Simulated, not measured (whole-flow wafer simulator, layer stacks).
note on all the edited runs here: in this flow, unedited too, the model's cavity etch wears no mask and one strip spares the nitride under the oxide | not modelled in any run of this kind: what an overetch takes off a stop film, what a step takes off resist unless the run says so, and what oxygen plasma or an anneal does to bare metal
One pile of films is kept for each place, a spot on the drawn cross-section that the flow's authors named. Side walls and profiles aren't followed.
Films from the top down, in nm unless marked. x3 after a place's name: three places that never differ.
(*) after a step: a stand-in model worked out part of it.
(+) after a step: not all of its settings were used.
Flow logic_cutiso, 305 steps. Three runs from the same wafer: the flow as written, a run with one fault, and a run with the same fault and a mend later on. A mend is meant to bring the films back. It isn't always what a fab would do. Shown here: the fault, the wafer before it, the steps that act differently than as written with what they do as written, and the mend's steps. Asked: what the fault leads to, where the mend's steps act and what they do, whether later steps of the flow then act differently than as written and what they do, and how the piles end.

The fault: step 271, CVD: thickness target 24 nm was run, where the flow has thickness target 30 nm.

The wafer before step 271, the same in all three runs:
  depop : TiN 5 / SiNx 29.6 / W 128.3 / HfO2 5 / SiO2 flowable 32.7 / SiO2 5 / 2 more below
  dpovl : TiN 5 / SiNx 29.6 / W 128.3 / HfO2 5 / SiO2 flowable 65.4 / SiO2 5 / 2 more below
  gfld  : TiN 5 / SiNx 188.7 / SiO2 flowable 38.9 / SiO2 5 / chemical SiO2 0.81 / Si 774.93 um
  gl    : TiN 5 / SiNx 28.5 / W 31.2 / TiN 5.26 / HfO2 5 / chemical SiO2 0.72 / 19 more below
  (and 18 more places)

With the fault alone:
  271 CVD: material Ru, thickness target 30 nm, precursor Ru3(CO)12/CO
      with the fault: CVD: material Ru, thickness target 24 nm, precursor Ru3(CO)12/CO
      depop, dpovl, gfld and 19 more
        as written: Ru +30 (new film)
        with the fault: Ru +24 (new film)
  Later steps of the flow that act differently than as written (1 more step differs only slightly, by at most 2% or 0.5 nm, whichever is larger, and isn't shown):
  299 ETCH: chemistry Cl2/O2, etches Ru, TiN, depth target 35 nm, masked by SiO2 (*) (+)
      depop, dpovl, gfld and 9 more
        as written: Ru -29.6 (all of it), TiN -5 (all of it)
        with the fault: Ru -23.6 (all of it), TiN -5 (all of it), SiNx -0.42
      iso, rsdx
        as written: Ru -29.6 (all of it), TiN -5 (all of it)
        with the fault: Ru -23.6 (all of it), TiN -5 (all of it), SiO2 flowable -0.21
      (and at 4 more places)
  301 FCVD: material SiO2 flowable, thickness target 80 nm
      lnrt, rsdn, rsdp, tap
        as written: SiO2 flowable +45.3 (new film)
        with the fault: SiO2 flowable +49.4 (new film)
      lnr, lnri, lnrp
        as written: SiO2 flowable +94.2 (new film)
        with the fault: SiO2 flowable +92.2 (new film)
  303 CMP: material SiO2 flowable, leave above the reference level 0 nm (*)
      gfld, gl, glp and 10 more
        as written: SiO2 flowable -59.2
        with the fault: SiO2 flowable -63.2
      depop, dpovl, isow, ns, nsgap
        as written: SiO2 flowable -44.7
        with the fault: SiO2 flowable -50.3
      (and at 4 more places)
  At the end the piles differ from the flow's by more than 2% or 0.5 nm, whichever is larger, at depop, dpovl, gfld and 19 more.
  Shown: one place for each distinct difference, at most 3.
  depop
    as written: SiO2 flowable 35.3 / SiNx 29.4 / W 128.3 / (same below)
    with the fault: SiO2 flowable 29.7 / SiNx 29 / W 128.3 / (same below)
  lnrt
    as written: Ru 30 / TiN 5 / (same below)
    with the fault: Ru 24 / TiN 5 / (same below)
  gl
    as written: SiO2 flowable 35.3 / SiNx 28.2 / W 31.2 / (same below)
    with the fault: SiO2 flowable 29.7 / SiNx 27.8 / W 31.2 / (same below)

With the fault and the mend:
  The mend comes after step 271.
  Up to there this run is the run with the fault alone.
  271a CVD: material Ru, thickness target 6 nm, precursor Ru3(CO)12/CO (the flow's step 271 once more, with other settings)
      depop, dpovl, gfld and 19 more
        Ru +6
  No later step of the flow acts differently than as written at any place that is followed.
  At the end the piles are the same as the flow's at every place that both follow.
